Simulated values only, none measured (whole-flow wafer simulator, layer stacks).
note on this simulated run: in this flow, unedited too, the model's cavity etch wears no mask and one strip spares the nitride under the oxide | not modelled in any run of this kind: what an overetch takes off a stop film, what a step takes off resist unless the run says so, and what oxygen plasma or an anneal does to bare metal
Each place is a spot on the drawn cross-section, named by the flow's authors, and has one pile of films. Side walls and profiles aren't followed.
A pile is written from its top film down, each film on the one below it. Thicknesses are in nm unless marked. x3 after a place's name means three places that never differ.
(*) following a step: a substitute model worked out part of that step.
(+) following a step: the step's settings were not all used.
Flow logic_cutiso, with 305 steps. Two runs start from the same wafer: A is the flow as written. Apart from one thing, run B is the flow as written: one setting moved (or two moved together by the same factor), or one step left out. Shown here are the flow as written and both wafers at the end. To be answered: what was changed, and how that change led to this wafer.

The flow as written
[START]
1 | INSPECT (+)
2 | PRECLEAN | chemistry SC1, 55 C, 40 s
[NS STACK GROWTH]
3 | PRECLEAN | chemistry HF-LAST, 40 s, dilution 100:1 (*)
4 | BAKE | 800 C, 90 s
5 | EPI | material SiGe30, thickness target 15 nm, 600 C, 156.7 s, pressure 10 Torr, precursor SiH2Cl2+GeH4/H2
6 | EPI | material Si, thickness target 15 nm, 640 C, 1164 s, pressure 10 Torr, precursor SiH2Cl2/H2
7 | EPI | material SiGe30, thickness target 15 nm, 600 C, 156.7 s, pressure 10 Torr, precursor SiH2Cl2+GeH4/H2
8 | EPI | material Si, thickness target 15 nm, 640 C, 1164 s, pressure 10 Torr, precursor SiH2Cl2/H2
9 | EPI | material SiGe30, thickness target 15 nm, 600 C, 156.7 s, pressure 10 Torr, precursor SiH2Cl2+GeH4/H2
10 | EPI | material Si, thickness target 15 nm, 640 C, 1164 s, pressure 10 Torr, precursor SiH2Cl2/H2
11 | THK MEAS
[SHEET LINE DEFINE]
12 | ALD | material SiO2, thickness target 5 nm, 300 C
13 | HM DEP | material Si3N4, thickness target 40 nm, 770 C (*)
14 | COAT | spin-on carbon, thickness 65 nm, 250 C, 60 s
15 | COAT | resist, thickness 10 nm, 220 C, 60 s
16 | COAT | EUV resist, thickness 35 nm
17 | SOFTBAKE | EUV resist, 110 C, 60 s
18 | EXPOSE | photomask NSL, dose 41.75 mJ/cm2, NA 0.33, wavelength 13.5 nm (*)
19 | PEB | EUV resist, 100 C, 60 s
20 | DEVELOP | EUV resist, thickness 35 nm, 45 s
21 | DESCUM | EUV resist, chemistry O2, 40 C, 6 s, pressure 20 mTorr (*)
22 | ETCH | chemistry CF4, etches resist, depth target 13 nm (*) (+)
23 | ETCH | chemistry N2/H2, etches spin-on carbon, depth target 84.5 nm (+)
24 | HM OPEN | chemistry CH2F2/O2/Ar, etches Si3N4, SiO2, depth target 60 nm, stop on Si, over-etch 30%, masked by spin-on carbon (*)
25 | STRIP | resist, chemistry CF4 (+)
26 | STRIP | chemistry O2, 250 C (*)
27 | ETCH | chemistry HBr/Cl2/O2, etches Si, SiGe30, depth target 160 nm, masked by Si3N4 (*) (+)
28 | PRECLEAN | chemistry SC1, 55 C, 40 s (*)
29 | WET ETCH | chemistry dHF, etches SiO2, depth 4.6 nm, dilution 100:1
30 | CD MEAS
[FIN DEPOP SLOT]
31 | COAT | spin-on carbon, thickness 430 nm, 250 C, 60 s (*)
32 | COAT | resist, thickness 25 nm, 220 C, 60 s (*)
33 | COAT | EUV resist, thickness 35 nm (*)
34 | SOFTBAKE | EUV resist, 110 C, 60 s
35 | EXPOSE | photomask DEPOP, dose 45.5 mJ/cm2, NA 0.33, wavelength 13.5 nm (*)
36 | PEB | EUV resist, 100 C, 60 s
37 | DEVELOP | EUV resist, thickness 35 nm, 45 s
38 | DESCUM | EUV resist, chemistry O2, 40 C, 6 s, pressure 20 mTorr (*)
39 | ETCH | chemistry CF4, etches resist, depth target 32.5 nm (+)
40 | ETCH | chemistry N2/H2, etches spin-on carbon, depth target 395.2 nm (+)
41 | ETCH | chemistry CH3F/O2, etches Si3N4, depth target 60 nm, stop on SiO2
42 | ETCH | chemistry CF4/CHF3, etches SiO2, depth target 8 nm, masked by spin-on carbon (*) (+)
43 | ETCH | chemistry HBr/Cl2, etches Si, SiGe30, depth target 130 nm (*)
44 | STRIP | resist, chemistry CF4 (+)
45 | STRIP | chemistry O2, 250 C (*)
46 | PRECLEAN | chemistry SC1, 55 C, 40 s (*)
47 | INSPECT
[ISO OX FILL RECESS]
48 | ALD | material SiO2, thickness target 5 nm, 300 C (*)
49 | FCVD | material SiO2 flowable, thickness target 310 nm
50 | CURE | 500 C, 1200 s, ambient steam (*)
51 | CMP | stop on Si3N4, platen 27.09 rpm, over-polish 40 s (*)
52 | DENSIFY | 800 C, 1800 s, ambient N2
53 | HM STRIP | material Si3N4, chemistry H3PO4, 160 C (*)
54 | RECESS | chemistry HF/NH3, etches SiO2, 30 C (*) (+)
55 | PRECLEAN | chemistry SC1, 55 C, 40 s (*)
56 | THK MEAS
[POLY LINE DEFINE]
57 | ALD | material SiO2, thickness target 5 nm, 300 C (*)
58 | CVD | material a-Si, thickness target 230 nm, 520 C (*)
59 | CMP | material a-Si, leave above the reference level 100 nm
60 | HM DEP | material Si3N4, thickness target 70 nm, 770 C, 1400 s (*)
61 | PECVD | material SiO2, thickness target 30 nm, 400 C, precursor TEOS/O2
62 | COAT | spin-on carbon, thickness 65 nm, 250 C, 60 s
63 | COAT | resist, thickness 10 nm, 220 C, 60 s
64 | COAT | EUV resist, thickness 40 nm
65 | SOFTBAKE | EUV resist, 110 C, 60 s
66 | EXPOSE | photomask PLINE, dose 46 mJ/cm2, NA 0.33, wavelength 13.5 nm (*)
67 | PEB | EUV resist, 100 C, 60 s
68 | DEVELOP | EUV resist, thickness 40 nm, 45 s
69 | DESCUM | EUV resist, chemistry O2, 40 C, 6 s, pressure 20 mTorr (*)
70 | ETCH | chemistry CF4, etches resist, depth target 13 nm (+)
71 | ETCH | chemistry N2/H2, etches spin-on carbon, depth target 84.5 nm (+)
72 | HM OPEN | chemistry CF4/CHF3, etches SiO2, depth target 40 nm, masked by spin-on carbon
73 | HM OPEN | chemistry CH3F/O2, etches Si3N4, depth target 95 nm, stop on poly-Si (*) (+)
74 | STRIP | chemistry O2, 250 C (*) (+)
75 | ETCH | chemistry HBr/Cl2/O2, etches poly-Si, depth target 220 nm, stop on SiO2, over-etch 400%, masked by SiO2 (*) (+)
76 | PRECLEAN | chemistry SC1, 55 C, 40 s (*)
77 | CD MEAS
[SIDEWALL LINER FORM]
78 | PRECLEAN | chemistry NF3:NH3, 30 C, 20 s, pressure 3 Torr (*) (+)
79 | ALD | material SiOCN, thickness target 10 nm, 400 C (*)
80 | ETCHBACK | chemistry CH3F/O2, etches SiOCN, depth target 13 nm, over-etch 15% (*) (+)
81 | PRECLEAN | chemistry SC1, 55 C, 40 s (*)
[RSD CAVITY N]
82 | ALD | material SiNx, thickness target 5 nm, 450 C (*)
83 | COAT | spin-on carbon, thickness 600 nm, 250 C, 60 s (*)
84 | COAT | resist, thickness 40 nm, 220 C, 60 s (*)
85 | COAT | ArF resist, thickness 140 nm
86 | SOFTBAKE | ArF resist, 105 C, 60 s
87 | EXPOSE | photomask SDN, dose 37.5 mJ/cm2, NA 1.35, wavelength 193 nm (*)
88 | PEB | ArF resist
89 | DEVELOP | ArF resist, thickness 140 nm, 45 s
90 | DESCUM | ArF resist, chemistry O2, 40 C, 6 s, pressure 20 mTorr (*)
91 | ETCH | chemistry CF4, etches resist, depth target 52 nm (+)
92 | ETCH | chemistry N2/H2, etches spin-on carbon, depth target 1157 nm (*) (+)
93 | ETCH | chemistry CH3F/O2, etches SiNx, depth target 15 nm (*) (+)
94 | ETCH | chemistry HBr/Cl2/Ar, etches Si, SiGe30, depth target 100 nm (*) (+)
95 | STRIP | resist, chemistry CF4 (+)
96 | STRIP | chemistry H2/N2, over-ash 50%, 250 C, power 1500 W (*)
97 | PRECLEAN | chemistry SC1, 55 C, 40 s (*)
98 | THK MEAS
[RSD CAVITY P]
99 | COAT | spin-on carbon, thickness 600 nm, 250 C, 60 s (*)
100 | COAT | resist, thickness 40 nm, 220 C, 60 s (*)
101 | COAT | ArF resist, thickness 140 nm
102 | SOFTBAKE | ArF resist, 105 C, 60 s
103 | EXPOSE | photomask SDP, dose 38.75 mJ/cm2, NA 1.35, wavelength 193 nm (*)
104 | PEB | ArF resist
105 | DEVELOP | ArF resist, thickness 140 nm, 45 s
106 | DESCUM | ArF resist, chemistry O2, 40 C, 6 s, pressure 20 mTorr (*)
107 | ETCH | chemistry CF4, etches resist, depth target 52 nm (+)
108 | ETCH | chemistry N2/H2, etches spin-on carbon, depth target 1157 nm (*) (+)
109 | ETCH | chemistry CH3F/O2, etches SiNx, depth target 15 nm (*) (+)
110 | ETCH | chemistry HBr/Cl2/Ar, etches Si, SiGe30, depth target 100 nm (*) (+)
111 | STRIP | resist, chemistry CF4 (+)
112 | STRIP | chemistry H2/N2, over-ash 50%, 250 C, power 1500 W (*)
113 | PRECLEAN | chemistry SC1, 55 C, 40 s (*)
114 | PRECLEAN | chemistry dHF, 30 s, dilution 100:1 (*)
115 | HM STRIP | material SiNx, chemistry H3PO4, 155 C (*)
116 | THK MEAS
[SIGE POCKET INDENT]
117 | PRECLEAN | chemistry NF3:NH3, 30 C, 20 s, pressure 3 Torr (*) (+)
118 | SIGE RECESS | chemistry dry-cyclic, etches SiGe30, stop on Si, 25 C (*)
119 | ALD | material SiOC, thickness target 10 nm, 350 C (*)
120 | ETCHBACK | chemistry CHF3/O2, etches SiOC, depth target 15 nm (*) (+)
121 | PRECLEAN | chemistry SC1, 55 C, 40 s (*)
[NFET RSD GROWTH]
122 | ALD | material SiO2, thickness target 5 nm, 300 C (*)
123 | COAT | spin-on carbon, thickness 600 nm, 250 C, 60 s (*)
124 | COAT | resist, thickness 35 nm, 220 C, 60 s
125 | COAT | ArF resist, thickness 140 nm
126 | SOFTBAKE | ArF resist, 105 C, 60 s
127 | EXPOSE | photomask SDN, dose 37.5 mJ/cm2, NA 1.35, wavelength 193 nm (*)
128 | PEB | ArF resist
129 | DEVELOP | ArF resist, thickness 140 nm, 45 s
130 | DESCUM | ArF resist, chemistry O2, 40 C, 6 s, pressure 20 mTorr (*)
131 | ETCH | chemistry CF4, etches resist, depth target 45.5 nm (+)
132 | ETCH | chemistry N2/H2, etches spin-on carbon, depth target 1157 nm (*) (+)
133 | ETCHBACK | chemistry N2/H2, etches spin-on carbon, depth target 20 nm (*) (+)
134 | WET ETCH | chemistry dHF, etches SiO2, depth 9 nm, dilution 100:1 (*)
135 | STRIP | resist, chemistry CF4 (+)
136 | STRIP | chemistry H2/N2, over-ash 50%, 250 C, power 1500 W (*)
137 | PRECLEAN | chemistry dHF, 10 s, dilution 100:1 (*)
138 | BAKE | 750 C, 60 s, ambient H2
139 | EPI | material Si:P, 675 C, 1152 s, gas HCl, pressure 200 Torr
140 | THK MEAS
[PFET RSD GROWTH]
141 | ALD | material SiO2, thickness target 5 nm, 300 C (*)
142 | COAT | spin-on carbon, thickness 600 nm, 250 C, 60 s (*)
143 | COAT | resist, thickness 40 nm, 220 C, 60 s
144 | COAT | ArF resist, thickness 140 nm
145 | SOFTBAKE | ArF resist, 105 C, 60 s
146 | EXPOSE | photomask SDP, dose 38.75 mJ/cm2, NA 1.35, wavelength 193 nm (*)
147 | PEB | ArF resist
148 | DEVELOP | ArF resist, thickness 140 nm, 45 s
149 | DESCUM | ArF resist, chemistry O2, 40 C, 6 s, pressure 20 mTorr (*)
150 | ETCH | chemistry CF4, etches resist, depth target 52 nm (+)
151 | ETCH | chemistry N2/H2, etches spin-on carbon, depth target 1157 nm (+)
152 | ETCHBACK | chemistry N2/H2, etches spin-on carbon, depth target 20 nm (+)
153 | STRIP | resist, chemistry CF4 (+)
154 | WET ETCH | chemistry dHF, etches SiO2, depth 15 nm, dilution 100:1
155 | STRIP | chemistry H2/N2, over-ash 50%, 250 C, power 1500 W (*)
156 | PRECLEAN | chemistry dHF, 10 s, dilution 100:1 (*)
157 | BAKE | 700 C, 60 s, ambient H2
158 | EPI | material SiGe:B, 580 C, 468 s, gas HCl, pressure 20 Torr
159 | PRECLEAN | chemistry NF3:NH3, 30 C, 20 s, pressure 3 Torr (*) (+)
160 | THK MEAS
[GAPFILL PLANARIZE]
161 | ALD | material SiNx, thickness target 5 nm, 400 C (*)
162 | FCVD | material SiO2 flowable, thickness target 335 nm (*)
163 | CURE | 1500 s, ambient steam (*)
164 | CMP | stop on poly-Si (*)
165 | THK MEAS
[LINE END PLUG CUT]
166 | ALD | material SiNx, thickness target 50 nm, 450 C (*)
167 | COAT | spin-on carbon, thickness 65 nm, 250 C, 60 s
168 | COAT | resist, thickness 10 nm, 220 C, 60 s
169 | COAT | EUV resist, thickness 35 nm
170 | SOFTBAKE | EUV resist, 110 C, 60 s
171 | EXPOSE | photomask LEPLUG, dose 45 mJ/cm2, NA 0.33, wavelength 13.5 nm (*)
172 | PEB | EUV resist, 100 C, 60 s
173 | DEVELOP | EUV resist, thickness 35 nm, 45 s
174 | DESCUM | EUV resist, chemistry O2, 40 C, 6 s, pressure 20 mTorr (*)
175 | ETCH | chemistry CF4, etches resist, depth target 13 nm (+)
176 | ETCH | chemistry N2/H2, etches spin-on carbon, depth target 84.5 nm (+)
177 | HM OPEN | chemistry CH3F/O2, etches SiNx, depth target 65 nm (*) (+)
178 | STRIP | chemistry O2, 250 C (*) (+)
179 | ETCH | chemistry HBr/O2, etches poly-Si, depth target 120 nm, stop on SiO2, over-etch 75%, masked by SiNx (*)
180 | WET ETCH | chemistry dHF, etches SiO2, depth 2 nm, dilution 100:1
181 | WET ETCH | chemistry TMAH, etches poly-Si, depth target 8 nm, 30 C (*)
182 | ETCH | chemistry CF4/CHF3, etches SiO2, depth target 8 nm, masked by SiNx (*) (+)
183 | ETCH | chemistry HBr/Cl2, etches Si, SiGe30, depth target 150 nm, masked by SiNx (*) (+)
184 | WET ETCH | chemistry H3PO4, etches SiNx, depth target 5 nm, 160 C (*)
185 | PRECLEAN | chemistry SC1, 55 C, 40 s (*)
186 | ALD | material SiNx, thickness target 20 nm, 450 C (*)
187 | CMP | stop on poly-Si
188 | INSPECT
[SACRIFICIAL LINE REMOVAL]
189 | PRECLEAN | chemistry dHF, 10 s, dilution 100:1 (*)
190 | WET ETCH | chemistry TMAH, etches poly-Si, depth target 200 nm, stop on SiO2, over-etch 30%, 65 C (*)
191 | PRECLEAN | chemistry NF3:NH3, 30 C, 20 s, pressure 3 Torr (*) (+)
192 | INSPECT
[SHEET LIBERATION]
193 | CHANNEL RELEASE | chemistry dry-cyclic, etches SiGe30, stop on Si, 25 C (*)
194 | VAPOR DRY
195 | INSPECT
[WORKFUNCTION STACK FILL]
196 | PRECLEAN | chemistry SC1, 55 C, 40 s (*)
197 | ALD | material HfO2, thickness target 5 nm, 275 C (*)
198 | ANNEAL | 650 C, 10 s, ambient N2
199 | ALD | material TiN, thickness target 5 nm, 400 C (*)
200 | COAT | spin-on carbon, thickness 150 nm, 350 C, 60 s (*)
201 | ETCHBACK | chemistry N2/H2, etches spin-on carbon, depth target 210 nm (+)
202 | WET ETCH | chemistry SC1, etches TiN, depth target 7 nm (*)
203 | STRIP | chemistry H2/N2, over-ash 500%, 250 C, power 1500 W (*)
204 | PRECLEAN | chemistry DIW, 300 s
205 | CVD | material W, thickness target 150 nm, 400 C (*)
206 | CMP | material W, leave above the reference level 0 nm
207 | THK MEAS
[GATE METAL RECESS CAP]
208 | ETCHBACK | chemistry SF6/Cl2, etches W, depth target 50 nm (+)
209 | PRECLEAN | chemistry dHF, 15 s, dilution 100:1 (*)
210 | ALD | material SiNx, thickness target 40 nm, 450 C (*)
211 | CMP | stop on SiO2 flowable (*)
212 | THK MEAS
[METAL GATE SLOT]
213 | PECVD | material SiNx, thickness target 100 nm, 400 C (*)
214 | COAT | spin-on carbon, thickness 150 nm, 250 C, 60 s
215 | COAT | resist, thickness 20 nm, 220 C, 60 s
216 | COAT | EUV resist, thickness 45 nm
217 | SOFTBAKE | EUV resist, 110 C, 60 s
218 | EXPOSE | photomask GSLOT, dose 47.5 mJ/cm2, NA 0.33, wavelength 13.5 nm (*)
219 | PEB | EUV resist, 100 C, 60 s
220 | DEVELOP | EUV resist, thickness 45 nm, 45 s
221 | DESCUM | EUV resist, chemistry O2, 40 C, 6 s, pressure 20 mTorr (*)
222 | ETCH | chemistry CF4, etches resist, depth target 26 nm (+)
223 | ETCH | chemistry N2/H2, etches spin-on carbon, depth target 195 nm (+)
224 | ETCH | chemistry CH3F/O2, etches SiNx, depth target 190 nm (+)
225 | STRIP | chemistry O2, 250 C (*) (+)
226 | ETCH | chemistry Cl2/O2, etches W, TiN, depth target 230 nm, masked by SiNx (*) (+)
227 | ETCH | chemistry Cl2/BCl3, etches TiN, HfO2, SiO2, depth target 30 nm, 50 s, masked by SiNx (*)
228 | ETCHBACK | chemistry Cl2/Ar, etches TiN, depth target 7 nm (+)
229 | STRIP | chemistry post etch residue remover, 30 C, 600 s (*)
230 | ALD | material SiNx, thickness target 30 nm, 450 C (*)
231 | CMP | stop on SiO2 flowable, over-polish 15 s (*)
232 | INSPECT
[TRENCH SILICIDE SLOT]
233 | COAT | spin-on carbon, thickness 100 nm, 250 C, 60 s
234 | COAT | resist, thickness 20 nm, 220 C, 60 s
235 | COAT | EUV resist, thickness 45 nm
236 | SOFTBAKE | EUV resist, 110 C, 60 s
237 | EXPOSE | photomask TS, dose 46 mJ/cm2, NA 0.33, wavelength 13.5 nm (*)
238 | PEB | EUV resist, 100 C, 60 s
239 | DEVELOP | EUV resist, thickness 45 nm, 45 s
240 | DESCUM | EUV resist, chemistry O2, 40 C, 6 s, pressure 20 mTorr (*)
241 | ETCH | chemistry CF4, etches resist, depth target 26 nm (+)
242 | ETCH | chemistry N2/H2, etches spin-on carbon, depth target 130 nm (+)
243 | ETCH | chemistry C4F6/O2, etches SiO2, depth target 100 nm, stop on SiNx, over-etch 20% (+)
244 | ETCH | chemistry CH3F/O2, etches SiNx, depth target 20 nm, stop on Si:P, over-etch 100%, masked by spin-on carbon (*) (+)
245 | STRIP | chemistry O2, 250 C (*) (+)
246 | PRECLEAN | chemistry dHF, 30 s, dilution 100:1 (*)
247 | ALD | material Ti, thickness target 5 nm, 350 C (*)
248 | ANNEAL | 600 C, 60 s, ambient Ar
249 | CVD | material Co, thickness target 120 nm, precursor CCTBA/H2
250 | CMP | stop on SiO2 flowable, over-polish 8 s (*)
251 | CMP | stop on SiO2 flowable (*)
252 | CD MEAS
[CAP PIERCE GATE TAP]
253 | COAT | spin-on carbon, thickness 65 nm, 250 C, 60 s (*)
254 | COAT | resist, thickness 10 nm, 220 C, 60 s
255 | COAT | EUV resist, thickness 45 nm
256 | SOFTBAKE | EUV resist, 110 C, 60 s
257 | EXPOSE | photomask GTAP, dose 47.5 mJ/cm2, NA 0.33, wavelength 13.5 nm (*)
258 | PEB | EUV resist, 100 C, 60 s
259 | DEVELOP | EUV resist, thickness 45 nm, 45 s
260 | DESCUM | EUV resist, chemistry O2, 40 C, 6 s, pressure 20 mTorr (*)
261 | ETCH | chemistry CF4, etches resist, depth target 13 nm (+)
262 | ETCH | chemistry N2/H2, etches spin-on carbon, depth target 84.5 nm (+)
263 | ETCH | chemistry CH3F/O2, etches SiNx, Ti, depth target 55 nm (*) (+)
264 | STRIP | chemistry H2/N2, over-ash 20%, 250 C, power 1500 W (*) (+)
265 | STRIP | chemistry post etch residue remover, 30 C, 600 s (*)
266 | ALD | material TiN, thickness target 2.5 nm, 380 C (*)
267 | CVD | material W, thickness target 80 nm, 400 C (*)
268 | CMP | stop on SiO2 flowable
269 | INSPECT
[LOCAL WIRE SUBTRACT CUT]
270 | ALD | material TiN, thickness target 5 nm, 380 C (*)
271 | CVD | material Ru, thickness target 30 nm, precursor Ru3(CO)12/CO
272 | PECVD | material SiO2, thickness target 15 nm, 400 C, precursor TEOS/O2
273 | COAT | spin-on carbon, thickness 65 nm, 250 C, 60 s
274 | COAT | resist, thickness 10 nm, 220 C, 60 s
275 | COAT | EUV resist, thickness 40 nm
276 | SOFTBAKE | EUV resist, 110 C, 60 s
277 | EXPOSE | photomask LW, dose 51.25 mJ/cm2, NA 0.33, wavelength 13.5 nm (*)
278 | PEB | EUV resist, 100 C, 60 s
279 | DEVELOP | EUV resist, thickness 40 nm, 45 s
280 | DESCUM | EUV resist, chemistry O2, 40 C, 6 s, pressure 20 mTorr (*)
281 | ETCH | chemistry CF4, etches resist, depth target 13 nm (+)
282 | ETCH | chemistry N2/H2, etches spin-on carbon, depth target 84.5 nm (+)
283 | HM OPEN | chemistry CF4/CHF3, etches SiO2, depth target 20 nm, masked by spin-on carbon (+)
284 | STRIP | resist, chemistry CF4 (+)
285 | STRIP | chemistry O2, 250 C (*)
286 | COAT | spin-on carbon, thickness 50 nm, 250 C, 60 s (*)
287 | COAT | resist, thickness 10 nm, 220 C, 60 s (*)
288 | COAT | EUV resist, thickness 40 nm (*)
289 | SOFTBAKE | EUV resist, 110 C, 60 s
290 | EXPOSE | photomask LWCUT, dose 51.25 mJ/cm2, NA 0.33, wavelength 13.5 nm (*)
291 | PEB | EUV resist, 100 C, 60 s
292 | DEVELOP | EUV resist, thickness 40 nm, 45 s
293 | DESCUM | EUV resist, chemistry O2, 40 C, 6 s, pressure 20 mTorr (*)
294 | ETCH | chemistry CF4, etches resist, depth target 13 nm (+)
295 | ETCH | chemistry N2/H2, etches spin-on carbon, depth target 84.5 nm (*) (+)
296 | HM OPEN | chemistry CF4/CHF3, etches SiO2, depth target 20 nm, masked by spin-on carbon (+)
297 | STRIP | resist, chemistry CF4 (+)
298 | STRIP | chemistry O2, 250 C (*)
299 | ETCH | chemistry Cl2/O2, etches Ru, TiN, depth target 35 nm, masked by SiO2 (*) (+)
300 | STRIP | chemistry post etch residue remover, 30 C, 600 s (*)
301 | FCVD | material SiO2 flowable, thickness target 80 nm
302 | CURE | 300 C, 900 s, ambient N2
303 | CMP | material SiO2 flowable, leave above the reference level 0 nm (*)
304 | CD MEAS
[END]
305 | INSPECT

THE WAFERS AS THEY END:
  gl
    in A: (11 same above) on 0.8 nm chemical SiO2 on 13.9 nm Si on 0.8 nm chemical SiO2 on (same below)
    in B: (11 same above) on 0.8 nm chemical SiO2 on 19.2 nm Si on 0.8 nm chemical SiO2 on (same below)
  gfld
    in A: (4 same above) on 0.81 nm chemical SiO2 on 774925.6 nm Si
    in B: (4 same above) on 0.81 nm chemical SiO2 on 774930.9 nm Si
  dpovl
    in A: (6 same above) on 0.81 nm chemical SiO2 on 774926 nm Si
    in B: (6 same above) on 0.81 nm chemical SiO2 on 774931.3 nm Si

Cause: step 8, EPI: 1572 s was run, though the flow has 1164 s.

Step by step, how the change led to this:
  8 | EPI | material Si, thickness target 15 nm, 640 C, 1164 s, pressure 10 Torr, precursor SiH2Cl2/H2
      depop, dpovl, gfld and 19 more: A Si gains 15 (new film) | B Si gains 20.3 (new film)
  27 | ETCH | chemistry HBr/Cl2/O2, etches Si, SiGe30, depth target 160 nm, masked by Si3N4 (*) (+)
      gfld, gxf, iso, lnri: A chemical SiO2 loses 0.79 (all of it), Si loses 11.4 (all of it), SiGe30 loses 15 (all of it), Si loses 15 (all of it), SiGe30 loses 15 (all of it), Si loses 15 (all of it), SiGe30 loses 15 (all of it), Si loses 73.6 | B chemical SiO2 loses 0.79 (all of it), Si loses 11.4 (all of it), SiGe30 loses 15 (all of it), Si loses 20.3 (all of it), SiGe30 loses 15 (all of it), Si loses 15 (all of it), SiGe30 loses 15 (all of it), Si loses 68.4
      dpovl, nsgap: A chemical SiO2 loses 0.79 (all of it), Si loses 11.8 (all of it), SiGe30 loses 15 (all of it), Si loses 15 (all of it), SiGe30 loses 15 (all of it), Si loses 15 (all of it), SiGe30 loses 15 (all of it), Si loses 73.2 | B chemical SiO2 loses 0.79 (all of it), Si loses 11.8 (all of it), SiGe30 loses 15 (all of it), Si loses 20.3 (all of it), SiGe30 loses 15 (all of it), Si loses 15 (all of it), SiGe30 loses 15 (all of it), Si loses 68
      (as well as at 1 more place)
  43 | ETCH | chemistry HBr/Cl2, etches Si, SiGe30, depth target 130 nm (*)
      depop: A Si loses 14 (all of it), SiGe30 loses 15 (all of it), Si loses 15 (all of it), SiGe30 loses 15 (all of it), Si loses 15 (all of it), SiGe30 loses 15 (all of it), Si loses 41 | B Si loses 14 (all of it), SiGe30 loses 15 (all of it), Si loses 20.3 (all of it), SiGe30 loses 15 (all of it), Si loses 15 (all of it), SiGe30 loses 15 (all of it), Si loses 35.7
  94 | ETCH | chemistry HBr/Cl2/Ar, etches Si, SiGe30, depth target 100 nm (*) (+)
      rsdn, rsdx: A chemical SiO2 loses 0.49 (all of it), Si loses 12.8 (all of it), SiGe30 loses 15 (all of it), Si loses 15 (all of it), SiGe30 loses 15 (all of it), Si loses 15 (all of it), SiGe30 loses 15 (all of it), Si loses 12.2 | B chemical SiO2 loses 0.49 (all of it), Si loses 12.8 (all of it), SiGe30 loses 15 (all of it), Si loses 20.3 (all of it), SiGe30 loses 15 (all of it), Si loses 15 (all of it), SiGe30 loses 15 (all of it), Si loses 6.91
  110 | ETCH | chemistry HBr/Cl2/Ar, etches Si, SiGe30, depth target 100 nm (*) (+)
      rsdp, rsdw: A chemical SiO2 loses 0.49 (all of it), Si loses 12.8 (all of it), SiGe30 loses 15 (all of it), Si loses 15 (all of it), SiGe30 loses 15 (all of it), Si loses 15 (all of it), SiGe30 loses 15 (all of it), Si loses 12.2 | B chemical SiO2 loses 0.49 (all of it), Si loses 12.8 (all of it), SiGe30 loses 15 (all of it), Si loses 20.3 (all of it), SiGe30 loses 15 (all of it), Si loses 15 (all of it), SiGe30 loses 15 (all of it), Si loses 6.91
  183 | ETCH | chemistry HBr/Cl2, etches Si, SiGe30, depth target 150 nm, masked by SiNx (*) (+)
      plug: A Si loses 13.6 (all of it), SiGe30 loses 15 (all of it), Si loses 15 (all of it), SiGe30 loses 15 (all of it), Si loses 15 (all of it), SiGe30 loses 15 (all of it), Si loses 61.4 | B Si loses 13.6 (all of it), SiGe30 loses 15 (all of it), Si loses 20.3 (all of it), SiGe30 loses 15 (all of it), Si loses 15 (all of it), SiGe30 loses 15 (all of it), Si loses 56.2
